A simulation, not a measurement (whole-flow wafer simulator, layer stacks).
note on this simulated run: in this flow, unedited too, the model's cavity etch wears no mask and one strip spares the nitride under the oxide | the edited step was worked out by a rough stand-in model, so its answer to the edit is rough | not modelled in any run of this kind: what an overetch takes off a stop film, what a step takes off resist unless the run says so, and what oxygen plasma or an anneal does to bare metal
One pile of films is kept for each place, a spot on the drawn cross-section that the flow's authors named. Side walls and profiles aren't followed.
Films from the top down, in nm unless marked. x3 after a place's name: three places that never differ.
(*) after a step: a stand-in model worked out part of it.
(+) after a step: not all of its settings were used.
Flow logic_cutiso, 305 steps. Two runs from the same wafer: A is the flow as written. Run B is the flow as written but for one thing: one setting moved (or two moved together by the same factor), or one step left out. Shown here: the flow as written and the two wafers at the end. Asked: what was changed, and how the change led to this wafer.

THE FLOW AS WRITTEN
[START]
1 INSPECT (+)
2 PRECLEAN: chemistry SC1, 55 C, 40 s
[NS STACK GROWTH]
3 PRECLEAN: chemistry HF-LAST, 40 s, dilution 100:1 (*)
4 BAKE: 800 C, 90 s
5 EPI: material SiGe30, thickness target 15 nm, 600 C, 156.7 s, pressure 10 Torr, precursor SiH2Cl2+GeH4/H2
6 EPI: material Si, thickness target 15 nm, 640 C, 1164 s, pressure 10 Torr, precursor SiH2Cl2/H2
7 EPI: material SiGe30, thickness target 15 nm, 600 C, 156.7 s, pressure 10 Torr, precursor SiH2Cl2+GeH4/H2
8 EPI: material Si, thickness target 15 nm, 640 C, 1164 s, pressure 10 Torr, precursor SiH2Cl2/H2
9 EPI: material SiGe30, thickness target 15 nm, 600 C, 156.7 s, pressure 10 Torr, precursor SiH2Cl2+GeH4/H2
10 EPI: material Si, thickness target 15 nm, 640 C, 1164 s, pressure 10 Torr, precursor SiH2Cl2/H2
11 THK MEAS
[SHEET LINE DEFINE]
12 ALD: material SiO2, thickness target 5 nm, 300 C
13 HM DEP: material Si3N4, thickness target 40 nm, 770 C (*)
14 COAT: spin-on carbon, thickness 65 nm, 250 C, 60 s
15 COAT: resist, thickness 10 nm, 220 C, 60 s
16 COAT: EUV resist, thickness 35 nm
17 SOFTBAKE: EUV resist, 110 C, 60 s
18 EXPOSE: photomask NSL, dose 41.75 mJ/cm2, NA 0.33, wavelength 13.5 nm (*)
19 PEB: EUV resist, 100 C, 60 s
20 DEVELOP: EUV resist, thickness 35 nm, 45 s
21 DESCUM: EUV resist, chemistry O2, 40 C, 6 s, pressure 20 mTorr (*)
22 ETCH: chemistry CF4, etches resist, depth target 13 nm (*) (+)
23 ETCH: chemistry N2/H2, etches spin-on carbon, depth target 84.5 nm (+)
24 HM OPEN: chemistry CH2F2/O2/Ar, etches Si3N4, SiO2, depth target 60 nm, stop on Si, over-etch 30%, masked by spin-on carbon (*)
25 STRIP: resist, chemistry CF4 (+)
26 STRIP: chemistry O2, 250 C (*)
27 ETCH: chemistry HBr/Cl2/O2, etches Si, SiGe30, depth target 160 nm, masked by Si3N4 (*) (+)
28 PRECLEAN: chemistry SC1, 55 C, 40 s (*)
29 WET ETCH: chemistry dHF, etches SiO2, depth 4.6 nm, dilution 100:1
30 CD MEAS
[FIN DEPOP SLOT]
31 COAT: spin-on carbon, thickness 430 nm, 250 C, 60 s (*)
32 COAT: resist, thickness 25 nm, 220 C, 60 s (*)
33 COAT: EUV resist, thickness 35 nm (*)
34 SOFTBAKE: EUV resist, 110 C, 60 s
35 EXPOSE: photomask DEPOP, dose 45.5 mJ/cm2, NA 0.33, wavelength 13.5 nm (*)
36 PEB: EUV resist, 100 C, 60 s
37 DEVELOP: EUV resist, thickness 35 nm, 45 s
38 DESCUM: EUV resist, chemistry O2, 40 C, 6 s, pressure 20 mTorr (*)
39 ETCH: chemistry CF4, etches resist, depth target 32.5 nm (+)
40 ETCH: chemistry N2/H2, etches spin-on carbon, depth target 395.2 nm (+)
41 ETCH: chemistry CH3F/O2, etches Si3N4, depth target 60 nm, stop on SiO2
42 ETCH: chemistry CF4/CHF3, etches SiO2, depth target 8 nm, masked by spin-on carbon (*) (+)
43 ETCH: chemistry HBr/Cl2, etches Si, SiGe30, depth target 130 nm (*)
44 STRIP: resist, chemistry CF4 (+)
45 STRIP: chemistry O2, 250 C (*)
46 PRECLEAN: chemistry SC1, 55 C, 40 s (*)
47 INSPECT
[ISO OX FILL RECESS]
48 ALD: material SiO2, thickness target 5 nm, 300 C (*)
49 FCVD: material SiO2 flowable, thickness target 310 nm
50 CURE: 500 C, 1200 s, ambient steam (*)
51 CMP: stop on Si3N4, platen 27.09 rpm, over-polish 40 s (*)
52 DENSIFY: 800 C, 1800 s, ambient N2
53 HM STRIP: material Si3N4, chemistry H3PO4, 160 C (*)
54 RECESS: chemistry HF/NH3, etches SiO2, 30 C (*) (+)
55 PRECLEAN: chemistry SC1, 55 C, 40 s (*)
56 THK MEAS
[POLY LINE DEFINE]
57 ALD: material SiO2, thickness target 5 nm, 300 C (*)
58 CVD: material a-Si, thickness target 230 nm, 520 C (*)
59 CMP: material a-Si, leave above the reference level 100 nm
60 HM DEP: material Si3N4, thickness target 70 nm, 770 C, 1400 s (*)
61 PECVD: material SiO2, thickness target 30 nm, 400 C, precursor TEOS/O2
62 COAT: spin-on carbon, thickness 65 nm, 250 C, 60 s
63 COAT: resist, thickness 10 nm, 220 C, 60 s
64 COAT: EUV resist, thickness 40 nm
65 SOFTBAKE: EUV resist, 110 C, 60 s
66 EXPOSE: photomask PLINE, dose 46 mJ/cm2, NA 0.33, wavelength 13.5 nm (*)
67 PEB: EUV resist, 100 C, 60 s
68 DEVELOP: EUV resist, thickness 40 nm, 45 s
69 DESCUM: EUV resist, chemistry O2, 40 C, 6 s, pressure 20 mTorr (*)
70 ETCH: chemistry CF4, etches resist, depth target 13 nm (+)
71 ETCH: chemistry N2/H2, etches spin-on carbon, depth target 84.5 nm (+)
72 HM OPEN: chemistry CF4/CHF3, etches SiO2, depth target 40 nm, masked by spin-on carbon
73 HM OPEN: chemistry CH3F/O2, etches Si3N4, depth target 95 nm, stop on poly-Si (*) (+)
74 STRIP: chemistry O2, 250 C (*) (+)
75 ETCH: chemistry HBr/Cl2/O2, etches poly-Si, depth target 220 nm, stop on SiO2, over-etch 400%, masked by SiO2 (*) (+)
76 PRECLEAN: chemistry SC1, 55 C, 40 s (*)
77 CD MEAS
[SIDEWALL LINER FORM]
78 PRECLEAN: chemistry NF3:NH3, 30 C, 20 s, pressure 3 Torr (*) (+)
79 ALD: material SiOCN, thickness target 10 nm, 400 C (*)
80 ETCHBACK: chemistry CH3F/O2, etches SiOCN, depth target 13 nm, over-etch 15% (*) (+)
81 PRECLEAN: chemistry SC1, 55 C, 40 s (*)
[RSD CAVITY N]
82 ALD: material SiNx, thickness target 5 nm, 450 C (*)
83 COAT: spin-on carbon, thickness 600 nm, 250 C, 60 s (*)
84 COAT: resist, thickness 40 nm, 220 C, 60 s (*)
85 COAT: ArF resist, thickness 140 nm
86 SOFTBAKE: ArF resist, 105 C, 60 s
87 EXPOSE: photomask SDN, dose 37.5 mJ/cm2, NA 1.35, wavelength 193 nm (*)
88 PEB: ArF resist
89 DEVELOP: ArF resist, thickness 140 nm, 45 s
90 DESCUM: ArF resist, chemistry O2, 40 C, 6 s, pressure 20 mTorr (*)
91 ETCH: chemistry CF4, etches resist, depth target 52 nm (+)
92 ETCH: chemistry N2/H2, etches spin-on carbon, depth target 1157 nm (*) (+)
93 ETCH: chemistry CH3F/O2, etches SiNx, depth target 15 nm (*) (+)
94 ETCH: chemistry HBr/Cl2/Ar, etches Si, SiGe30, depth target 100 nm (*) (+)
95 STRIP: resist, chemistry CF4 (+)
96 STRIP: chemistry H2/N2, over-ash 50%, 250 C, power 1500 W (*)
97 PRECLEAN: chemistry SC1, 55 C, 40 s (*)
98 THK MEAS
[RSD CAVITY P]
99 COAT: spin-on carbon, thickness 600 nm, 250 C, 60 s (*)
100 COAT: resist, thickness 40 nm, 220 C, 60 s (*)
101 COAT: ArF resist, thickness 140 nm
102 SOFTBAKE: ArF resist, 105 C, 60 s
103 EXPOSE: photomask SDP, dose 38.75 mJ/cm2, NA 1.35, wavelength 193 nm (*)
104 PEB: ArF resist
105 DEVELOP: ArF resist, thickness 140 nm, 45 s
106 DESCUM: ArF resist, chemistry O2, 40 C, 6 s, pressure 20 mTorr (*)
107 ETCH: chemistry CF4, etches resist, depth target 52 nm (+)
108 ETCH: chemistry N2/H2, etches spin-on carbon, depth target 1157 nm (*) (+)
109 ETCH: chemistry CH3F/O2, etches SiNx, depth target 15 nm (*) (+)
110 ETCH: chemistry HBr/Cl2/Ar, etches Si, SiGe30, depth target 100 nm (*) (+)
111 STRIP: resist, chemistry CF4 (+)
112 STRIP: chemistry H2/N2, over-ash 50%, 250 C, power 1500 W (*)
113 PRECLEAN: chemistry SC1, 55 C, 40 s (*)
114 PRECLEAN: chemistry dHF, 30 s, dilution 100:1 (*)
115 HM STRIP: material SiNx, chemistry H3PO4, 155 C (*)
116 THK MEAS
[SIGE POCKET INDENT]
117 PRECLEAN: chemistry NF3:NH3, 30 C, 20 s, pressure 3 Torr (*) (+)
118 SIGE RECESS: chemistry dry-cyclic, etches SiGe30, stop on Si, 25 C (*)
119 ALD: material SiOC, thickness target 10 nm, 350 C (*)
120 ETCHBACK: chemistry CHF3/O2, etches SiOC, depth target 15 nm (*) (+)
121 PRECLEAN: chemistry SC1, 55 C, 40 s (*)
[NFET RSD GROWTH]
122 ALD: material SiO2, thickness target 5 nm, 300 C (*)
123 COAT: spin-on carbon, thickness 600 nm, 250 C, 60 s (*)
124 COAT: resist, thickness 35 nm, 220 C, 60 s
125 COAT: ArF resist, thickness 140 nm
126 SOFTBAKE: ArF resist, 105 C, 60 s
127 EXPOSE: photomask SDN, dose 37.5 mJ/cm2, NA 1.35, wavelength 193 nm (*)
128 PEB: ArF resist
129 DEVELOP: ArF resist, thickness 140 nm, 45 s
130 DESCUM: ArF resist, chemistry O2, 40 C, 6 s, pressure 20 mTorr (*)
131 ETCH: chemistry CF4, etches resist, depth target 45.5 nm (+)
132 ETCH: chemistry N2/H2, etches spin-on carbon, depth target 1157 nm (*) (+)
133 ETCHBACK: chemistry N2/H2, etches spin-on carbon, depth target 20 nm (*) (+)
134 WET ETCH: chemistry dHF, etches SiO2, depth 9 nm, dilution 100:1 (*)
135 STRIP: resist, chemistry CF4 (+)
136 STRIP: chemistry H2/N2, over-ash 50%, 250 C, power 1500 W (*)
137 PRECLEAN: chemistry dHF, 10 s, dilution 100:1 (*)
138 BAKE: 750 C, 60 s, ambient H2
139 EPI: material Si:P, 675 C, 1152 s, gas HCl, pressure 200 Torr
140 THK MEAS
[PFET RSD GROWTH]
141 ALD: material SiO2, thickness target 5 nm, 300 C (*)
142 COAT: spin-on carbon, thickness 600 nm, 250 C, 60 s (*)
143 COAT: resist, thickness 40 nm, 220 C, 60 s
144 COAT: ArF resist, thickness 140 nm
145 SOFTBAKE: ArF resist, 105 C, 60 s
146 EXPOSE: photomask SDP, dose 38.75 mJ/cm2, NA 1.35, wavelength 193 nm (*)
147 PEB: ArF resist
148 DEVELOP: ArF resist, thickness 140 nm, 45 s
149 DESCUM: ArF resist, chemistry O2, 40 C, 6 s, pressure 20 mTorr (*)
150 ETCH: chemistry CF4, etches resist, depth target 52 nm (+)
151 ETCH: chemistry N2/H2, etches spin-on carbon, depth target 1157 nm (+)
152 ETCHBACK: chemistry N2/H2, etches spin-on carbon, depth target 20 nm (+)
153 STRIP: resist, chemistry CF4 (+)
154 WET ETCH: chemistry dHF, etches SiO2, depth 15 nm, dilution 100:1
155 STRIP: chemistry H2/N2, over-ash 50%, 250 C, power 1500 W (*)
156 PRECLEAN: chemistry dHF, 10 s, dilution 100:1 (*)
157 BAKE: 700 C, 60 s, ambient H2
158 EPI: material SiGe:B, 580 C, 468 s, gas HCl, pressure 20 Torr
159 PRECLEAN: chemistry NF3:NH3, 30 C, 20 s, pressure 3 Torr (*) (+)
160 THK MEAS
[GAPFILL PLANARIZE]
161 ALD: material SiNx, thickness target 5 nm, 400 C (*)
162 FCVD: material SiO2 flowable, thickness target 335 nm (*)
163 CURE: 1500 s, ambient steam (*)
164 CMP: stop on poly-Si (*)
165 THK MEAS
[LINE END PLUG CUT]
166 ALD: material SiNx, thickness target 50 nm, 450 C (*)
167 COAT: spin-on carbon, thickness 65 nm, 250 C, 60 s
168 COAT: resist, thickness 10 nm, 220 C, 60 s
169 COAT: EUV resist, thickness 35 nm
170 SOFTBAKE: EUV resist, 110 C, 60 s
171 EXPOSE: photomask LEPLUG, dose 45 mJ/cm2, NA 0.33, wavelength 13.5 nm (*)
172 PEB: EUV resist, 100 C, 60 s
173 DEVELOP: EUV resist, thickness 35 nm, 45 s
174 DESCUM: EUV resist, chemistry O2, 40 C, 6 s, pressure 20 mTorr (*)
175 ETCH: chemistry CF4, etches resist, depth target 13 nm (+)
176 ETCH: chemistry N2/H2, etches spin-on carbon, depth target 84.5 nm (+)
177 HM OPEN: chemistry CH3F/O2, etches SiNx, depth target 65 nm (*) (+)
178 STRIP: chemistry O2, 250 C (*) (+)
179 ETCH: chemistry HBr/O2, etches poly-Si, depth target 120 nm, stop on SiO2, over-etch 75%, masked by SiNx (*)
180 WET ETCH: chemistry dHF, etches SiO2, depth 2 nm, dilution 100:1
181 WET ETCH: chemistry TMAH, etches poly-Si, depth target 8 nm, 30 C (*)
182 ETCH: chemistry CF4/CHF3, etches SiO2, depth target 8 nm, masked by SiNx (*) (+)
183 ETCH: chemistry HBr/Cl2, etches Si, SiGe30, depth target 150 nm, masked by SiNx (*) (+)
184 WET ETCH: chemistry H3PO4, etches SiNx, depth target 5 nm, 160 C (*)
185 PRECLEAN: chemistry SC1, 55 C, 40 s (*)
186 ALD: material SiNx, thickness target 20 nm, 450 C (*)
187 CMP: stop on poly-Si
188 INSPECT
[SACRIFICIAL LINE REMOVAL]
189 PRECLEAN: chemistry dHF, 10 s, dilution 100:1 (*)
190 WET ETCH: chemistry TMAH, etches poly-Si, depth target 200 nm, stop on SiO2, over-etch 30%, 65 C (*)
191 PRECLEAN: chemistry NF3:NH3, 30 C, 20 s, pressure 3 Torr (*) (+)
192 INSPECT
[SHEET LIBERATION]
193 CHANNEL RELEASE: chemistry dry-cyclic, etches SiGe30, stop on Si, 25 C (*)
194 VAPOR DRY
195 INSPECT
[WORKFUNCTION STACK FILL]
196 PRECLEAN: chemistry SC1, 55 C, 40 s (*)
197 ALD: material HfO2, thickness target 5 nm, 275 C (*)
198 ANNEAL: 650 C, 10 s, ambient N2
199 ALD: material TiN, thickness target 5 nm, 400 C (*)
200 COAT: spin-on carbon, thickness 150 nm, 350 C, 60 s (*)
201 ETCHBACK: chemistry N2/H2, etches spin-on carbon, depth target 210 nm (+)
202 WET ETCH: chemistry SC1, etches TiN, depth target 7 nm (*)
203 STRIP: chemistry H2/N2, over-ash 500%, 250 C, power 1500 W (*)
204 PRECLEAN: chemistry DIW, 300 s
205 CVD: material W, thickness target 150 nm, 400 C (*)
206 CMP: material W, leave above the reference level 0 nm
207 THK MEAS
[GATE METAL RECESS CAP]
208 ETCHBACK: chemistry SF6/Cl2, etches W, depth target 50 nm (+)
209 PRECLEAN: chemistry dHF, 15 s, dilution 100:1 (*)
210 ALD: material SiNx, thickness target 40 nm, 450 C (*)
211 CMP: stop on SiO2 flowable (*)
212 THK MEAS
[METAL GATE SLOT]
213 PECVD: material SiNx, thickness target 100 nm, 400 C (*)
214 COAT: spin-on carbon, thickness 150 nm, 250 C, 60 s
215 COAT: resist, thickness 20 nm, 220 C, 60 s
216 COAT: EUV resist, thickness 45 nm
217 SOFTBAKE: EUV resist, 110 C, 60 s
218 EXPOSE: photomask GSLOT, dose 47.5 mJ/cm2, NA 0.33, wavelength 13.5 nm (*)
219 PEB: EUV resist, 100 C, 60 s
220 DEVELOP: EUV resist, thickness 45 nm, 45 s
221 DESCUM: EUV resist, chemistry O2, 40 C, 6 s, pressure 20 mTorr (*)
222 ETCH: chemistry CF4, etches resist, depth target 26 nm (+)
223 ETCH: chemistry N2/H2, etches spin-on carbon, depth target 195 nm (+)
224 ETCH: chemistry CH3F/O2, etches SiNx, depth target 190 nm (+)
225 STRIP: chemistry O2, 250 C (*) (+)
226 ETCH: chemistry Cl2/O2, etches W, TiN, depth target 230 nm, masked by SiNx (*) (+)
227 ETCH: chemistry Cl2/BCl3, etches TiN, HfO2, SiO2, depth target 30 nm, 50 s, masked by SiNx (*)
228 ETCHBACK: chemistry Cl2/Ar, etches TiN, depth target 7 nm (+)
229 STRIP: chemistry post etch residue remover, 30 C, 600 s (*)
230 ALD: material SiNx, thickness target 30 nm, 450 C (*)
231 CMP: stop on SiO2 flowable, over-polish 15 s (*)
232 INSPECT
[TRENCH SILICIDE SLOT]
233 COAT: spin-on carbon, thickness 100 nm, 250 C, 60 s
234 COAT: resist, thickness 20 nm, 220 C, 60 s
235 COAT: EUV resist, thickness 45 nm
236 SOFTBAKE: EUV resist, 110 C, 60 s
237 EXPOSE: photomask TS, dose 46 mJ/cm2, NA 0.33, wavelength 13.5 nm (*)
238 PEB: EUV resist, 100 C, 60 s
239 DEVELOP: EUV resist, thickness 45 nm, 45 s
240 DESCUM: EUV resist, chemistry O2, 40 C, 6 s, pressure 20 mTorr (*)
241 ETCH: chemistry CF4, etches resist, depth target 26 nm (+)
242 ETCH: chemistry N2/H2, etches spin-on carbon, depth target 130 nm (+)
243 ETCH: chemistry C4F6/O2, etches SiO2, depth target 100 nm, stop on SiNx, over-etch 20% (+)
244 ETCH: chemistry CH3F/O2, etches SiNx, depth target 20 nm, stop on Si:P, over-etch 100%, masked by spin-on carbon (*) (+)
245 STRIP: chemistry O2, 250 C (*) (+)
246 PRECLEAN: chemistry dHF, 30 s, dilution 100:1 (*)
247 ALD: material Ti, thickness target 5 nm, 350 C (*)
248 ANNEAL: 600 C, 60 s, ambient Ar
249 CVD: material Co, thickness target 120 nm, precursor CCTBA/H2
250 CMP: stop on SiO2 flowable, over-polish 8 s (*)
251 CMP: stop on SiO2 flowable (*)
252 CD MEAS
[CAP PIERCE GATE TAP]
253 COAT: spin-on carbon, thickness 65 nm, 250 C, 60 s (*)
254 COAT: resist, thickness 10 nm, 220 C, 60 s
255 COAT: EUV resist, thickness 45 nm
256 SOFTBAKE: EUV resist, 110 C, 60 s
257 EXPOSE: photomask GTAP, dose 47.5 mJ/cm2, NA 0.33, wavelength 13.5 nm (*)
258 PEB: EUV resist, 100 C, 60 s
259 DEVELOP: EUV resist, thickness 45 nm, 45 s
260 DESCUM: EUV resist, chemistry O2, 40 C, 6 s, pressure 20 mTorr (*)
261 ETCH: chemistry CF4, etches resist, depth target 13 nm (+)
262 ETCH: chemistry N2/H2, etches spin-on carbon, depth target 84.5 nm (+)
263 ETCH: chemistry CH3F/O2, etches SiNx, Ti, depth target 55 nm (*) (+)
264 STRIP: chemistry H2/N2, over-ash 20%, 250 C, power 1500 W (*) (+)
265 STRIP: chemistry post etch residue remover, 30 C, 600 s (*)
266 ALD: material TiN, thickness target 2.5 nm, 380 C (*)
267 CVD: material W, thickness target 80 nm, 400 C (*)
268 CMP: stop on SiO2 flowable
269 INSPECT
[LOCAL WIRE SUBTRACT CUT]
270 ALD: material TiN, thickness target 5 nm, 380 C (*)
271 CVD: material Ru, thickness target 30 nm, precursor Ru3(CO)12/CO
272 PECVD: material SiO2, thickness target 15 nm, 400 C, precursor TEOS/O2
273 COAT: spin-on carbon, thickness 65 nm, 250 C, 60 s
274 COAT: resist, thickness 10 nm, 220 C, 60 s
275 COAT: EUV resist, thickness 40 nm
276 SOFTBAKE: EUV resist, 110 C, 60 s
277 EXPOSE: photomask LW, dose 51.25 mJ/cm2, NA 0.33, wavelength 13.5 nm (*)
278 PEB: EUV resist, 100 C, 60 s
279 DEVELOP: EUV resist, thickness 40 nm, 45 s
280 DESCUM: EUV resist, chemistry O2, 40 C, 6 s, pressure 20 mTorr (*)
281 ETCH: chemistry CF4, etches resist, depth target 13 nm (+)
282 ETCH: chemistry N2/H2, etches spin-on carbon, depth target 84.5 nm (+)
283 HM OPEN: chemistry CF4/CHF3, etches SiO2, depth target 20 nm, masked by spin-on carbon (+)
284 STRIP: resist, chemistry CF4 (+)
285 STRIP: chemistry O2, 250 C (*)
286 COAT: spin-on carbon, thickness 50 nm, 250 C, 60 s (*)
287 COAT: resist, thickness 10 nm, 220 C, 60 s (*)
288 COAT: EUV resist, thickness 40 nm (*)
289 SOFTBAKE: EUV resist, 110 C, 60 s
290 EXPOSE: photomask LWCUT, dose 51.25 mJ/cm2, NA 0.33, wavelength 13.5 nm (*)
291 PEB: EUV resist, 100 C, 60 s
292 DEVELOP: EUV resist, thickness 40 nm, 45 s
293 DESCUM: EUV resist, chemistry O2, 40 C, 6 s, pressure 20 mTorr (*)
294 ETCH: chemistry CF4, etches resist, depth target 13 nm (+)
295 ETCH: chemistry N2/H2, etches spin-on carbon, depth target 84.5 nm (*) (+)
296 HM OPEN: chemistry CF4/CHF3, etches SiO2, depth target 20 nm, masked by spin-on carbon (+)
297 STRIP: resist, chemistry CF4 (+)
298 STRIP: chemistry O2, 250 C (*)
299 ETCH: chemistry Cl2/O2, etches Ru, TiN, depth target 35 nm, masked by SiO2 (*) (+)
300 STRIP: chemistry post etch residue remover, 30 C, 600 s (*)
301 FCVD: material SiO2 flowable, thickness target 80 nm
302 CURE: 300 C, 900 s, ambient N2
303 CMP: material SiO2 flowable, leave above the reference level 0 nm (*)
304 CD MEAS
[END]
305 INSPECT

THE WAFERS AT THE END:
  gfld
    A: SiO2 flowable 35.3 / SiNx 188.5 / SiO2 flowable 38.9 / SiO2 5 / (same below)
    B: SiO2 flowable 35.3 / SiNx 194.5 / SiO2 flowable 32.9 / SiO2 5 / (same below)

The cause: step 227, ETCH: depth target 36 nm was run, where the flow has depth target 30 nm; step 227, ETCH: 60 s was run, where the flow has 50 s.

How the change led to this, step by step:
  227 ETCH: chemistry Cl2/BCl3, etches TiN, HfO2, SiO2, depth target 30 nm, 50 s, masked by SiNx (*)
      depop, dpovl, gl and 18 more: A SiNx -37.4 | B SiNx -44.9
      gfld: A HfO2 -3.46 (all of it), SiO2 flowable -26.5 | B HfO2 -3.46 (all of it), SiO2 flowable -32.5
  231 CMP: stop on SiO2 flowable, over-polish 15 s (*)
      depop, dpovl, gl and 9 more: A SiNx -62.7 | B SiNx -55.2
      lnr, lnri, lnrp, lnrt: A SiNx -61 (all of it), SiOCN -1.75 | B SiNx -53.5 (all of it), SiOCN -1.75
      (and at 6 more places)
